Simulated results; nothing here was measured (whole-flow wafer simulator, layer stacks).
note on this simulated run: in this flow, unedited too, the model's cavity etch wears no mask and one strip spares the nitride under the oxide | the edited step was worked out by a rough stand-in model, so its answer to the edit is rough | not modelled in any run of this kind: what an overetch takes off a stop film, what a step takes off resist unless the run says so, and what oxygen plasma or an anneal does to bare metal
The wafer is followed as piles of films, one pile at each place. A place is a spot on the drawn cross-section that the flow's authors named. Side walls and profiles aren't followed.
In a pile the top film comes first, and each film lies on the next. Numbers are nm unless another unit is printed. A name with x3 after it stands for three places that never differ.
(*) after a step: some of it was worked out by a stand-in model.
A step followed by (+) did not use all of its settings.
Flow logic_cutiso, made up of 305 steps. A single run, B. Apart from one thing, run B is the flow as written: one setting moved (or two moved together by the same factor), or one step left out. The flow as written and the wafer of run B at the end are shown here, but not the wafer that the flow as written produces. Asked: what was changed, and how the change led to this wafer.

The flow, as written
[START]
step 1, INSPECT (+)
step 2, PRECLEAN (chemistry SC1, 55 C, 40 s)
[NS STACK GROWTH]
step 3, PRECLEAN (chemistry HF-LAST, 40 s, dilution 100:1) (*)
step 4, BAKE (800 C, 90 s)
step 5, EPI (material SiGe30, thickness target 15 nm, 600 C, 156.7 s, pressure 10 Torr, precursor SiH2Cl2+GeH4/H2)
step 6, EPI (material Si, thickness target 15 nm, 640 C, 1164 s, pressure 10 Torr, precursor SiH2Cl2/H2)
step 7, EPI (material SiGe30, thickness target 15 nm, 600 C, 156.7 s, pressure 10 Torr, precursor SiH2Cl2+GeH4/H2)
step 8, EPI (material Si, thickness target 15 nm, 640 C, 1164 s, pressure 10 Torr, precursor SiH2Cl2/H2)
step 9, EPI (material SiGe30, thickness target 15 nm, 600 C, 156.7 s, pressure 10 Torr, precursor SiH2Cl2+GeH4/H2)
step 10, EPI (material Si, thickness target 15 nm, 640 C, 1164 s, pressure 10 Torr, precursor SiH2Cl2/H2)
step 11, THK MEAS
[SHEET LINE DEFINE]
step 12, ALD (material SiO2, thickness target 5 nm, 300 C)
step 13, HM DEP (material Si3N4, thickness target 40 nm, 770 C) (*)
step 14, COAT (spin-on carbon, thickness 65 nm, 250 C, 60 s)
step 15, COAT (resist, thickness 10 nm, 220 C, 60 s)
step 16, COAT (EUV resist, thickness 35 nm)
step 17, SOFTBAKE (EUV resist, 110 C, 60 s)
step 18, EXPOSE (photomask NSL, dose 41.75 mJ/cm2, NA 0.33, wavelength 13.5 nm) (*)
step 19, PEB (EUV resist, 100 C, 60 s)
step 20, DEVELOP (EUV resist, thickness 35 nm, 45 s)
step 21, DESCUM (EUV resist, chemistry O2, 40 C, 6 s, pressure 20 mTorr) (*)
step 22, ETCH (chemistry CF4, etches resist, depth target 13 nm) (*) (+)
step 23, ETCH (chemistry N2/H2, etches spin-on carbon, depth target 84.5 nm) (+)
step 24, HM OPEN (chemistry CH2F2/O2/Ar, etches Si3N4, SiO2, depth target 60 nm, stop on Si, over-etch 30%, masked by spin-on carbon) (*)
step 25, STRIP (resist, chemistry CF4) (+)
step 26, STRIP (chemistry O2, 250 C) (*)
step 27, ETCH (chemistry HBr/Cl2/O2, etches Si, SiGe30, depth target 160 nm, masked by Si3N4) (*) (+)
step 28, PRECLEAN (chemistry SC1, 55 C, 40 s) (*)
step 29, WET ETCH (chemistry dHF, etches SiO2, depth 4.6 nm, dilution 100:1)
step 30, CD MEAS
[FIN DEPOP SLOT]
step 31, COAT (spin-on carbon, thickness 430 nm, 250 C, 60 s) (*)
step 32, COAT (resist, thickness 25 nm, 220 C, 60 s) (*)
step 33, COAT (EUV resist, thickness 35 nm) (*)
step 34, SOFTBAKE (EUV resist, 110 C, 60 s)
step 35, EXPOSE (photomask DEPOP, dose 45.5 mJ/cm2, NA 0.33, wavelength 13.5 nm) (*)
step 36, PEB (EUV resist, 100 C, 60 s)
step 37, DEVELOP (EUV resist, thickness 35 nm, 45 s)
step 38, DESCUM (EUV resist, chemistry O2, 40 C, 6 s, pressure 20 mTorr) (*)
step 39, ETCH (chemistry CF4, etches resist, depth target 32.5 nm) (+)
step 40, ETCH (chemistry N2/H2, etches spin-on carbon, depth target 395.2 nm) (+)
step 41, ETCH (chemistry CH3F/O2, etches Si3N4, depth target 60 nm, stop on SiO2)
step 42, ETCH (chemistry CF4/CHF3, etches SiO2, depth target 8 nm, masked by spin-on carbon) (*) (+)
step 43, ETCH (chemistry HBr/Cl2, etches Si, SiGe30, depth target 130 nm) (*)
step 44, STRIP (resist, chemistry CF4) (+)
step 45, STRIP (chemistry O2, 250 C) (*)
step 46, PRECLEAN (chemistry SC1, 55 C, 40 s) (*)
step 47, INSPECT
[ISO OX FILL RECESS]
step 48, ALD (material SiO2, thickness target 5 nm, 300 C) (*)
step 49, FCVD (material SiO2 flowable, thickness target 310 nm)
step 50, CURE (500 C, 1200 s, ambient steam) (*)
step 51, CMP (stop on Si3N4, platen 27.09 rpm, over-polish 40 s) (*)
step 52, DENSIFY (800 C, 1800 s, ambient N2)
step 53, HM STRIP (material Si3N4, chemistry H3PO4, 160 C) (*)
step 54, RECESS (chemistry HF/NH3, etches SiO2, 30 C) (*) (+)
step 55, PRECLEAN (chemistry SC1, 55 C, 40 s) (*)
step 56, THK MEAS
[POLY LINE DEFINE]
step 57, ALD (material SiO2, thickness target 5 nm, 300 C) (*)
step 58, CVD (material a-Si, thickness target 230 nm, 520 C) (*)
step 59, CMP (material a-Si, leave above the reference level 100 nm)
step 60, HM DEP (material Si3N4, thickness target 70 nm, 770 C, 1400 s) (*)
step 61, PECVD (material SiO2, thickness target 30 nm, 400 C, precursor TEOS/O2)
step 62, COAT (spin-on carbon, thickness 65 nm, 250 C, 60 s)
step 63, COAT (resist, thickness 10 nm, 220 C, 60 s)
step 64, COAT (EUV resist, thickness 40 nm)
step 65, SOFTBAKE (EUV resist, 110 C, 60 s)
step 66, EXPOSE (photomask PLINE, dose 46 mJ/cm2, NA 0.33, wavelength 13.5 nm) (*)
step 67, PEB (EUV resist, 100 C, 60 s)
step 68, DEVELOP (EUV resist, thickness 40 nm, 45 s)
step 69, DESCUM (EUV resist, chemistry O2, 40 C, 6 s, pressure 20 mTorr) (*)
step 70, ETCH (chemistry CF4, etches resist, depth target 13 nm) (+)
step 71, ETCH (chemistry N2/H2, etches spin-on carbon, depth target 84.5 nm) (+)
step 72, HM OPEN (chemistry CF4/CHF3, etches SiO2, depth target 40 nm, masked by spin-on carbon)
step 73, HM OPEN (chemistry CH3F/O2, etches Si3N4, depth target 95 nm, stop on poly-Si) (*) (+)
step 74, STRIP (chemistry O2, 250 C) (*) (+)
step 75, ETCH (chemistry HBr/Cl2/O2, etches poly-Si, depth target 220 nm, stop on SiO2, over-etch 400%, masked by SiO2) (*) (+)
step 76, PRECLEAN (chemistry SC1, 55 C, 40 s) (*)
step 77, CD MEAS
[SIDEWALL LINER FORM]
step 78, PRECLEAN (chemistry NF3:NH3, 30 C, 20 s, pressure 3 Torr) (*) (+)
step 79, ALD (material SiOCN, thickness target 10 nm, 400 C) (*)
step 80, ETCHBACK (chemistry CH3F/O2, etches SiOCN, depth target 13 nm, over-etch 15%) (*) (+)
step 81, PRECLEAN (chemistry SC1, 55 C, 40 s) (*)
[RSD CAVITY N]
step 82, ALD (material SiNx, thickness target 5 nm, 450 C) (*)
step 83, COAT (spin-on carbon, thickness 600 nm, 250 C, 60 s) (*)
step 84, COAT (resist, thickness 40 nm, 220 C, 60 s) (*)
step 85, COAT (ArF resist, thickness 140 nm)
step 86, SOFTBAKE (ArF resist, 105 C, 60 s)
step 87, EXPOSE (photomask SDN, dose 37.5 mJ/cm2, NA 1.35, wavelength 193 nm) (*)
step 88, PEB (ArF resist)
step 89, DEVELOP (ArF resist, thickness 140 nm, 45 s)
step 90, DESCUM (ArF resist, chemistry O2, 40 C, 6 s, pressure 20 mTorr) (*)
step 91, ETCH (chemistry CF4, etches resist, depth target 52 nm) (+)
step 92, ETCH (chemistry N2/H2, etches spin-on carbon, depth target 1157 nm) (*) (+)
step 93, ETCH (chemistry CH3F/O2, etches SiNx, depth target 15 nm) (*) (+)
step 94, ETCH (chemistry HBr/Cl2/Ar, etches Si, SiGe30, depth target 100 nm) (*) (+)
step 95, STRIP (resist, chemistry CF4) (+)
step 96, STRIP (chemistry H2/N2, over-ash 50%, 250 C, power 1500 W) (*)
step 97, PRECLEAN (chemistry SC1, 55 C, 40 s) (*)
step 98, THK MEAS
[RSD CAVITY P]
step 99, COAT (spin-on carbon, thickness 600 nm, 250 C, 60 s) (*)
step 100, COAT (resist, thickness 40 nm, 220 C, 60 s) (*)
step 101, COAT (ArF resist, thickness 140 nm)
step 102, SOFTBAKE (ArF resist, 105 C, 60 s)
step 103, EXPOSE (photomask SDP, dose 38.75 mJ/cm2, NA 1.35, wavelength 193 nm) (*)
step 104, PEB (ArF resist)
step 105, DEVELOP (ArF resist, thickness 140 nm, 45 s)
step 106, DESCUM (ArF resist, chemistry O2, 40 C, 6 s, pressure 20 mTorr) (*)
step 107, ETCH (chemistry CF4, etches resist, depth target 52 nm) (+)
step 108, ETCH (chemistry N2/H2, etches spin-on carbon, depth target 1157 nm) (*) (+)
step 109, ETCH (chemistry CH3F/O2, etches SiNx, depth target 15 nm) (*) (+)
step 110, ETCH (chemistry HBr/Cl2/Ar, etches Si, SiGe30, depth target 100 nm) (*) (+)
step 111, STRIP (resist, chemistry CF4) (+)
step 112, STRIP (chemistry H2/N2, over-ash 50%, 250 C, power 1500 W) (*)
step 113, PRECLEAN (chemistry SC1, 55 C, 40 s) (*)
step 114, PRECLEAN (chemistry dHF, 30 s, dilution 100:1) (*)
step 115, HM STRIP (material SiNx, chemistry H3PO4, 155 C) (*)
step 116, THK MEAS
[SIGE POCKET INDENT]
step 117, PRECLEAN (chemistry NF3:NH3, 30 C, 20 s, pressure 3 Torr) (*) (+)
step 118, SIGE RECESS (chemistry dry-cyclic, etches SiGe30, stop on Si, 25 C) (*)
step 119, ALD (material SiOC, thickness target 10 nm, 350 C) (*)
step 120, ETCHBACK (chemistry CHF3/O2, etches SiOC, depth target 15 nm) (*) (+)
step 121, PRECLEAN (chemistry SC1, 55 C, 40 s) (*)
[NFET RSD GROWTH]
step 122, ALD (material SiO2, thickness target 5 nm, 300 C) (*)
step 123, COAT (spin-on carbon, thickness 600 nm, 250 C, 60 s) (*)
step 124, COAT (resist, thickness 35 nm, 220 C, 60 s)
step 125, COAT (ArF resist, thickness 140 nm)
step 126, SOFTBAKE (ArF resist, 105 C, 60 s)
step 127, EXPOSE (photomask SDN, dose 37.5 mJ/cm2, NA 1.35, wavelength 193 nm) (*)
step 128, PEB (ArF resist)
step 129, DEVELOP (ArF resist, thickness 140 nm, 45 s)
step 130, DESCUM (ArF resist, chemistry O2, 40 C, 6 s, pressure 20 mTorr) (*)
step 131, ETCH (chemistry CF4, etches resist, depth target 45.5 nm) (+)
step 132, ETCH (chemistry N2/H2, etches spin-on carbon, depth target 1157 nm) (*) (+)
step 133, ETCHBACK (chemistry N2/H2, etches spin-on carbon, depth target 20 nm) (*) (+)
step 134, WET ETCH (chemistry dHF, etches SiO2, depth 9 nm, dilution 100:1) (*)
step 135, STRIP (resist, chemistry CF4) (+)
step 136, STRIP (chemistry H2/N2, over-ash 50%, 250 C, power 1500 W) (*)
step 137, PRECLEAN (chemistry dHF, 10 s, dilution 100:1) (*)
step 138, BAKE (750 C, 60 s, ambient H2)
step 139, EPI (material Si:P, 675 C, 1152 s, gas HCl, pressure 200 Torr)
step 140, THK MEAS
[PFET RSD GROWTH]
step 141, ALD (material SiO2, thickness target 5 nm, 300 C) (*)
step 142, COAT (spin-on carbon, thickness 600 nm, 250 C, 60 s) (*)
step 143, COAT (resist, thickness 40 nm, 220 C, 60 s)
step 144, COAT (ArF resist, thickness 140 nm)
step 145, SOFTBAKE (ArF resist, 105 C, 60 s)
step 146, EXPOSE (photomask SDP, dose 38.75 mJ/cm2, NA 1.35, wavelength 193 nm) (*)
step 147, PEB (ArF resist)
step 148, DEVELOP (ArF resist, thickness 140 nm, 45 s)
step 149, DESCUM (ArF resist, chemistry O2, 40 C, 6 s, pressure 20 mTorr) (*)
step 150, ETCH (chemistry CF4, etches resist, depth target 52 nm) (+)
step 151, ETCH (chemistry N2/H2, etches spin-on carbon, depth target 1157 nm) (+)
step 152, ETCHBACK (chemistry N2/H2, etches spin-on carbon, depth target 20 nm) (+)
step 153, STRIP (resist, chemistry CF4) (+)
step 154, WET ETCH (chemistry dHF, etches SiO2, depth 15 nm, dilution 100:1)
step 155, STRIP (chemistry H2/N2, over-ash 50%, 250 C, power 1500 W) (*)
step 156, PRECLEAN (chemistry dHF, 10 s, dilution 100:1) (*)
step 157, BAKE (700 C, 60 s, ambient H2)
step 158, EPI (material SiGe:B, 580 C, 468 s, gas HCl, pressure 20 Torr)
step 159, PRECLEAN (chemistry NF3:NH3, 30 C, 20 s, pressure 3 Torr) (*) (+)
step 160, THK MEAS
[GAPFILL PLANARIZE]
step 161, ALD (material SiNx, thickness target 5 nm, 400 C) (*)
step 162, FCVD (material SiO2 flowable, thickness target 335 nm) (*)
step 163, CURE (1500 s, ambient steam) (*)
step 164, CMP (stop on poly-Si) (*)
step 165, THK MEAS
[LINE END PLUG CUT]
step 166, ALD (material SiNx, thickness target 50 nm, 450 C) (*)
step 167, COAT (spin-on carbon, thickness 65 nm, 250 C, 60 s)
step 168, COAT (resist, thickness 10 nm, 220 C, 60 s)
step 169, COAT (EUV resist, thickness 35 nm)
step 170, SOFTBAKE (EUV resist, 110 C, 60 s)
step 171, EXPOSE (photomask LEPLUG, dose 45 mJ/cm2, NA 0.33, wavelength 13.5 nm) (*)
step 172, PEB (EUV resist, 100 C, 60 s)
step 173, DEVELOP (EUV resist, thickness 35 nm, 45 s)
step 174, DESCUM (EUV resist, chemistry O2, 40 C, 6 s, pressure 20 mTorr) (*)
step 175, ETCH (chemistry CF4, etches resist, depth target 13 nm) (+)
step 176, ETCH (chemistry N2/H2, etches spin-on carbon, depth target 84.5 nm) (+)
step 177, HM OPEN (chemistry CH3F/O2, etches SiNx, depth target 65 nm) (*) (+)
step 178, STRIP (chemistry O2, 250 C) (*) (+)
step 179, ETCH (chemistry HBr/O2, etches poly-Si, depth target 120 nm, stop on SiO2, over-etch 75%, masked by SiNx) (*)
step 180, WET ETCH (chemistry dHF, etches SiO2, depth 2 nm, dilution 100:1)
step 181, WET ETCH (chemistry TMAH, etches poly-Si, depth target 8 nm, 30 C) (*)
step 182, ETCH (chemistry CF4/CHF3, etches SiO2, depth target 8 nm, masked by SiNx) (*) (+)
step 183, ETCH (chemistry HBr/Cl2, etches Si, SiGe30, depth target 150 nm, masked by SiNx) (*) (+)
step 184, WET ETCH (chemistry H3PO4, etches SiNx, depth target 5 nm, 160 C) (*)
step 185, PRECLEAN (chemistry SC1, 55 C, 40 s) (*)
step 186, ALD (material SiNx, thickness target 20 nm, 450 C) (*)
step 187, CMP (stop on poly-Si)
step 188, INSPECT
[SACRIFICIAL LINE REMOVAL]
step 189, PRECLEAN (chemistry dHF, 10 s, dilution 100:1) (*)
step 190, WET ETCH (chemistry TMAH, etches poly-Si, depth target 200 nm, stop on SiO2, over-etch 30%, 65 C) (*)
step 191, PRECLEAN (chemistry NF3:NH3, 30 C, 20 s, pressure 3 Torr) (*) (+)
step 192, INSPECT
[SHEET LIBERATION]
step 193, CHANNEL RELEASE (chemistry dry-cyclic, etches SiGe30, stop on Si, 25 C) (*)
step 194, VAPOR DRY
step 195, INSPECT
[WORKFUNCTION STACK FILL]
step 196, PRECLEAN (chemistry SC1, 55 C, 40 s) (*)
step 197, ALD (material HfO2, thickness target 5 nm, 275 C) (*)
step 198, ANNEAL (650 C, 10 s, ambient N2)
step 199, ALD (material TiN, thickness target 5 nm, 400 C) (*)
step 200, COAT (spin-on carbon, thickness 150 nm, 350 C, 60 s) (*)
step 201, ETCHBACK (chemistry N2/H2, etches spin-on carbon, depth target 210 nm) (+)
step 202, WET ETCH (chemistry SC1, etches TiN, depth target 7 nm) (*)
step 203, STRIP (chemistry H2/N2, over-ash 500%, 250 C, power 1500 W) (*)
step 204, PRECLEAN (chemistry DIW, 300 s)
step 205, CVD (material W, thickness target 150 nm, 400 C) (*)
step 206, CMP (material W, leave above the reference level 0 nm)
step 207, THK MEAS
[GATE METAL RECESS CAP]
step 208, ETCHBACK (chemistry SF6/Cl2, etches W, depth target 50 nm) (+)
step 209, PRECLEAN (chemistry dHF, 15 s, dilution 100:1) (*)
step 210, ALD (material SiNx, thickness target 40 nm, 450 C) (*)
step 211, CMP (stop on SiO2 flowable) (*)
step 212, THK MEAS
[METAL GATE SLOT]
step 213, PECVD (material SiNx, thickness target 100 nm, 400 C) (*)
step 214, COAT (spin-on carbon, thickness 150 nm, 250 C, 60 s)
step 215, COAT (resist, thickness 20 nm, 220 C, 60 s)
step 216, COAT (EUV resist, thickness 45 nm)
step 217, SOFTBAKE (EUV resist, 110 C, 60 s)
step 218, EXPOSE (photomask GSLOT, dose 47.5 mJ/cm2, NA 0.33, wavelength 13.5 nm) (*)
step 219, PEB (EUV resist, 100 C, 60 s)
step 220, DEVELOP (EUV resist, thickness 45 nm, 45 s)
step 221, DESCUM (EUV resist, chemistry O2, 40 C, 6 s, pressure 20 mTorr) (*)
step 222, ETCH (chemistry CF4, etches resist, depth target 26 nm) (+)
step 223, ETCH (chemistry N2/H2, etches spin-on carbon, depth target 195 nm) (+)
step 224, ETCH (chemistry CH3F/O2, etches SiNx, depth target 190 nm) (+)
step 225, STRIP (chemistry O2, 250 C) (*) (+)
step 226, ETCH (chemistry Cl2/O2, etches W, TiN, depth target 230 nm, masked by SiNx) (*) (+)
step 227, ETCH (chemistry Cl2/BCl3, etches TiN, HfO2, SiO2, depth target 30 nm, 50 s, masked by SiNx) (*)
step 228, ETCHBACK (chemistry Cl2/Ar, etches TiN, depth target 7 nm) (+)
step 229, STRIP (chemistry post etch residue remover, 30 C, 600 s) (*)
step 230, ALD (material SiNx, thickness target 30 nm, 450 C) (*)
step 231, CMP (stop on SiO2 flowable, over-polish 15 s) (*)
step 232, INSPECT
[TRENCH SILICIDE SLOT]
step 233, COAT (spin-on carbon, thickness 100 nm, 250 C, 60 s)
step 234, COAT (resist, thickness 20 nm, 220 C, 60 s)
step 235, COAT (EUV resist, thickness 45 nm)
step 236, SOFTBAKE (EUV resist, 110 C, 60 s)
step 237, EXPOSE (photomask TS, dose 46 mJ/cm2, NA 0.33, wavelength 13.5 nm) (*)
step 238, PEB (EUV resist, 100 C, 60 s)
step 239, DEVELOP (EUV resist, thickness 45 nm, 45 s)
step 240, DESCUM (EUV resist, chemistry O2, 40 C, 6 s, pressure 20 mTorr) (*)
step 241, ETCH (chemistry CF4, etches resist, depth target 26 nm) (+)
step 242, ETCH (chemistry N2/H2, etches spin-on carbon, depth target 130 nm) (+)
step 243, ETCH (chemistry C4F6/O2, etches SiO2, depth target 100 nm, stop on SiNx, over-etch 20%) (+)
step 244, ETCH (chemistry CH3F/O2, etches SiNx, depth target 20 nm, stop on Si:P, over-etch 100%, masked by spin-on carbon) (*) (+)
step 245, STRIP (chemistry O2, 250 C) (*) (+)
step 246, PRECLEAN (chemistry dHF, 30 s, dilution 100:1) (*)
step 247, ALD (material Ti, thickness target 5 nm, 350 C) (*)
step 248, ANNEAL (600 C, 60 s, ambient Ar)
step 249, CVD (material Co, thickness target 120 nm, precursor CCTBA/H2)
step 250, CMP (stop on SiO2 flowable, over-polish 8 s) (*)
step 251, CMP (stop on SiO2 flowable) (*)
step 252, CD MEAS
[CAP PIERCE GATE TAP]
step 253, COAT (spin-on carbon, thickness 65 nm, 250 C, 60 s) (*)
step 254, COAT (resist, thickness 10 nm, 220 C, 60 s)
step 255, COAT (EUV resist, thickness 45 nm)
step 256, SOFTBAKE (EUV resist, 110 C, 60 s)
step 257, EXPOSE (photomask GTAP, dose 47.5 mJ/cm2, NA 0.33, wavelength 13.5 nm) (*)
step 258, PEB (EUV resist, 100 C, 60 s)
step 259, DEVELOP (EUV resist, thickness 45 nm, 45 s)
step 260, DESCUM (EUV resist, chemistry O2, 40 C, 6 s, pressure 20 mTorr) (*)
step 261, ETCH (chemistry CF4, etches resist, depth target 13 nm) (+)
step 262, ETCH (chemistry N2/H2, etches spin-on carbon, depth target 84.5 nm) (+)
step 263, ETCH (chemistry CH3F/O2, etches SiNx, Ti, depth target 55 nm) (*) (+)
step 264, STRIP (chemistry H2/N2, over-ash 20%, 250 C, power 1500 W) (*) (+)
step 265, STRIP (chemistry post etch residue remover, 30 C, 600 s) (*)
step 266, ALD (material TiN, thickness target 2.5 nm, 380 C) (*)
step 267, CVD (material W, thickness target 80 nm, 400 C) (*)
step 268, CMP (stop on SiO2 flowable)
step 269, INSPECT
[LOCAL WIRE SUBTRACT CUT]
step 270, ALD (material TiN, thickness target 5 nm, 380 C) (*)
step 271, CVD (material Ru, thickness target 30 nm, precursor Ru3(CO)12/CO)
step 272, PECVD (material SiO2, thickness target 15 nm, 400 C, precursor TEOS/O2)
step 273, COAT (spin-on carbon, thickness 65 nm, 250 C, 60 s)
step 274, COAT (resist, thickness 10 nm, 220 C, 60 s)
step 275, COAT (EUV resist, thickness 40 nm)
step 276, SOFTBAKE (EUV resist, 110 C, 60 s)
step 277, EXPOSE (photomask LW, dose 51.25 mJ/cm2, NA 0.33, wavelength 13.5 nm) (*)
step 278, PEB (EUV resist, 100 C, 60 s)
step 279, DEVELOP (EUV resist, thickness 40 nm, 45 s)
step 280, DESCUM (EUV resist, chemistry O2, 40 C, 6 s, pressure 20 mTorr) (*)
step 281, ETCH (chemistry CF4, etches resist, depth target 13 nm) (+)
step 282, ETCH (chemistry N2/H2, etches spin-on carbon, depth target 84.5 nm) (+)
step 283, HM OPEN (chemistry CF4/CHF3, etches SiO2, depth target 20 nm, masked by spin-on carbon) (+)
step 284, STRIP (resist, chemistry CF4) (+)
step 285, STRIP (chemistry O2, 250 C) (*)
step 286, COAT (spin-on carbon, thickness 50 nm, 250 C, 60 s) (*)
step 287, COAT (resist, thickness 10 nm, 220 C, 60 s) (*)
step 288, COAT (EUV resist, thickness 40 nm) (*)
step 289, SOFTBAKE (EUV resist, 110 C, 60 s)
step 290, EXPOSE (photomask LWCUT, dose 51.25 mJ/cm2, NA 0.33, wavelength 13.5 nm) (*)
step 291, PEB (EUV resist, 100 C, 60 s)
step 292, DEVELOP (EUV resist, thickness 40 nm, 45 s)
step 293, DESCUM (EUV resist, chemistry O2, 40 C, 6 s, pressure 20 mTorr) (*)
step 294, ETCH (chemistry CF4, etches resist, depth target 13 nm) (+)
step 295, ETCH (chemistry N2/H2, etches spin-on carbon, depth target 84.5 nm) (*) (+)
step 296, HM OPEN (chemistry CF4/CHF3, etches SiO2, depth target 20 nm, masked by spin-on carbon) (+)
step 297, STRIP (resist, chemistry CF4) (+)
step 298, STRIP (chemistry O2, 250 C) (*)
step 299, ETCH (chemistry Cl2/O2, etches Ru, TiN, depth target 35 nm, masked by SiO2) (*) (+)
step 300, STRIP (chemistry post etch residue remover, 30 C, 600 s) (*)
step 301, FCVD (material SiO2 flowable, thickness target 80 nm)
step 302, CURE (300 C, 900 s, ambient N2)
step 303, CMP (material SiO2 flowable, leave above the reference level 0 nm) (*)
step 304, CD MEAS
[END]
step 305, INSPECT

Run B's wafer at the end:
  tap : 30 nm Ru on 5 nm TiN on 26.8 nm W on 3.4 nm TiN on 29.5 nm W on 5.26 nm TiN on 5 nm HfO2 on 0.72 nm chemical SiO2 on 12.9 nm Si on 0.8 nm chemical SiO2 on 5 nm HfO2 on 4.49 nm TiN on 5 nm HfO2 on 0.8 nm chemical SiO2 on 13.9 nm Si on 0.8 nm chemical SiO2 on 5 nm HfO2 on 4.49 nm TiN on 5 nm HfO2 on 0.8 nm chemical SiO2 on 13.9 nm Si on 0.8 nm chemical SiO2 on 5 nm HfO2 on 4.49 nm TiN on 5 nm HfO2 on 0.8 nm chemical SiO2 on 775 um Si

Cause: step 266, ALD: thickness target 3.4 nm was run, while the flow as written has thickness target 2.5 nm.
One can read it off the wafer: tap has TiN 3.4, and step 266 as written asks for 2.5 nm.

Step by step, how the change led to this:
  step 266, ALD (material TiN, thickness target 2.5 nm, 380 C) (*)
      depop, dpovl, gfld and 19 more: TiN gains 3.4 (new film) (in the flow as written it would be: TiN gains 2.5 (new film))
  step 268, CMP (stop on SiO2 flowable)
      depop, dpovl, gfld and 9 more: W loses 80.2 (all of it), TiN loses 3.4 (all of it), SiNx loses 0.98 (in the flow as written it would be: W loses 80.2 (all of it), TiN loses 2.5 (all of it), SiNx loses 0.98)
      lnr, lnri, lnrp, lnrt: W loses 80 (all of it), TiN loses 3.4 (all of it), SiOCN loses 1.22 (in the flow as written it would be: W loses 80 (all of it), TiN loses 2.5 (all of it), SiOCN loses 1.22)
      (and at 5 other places as well)
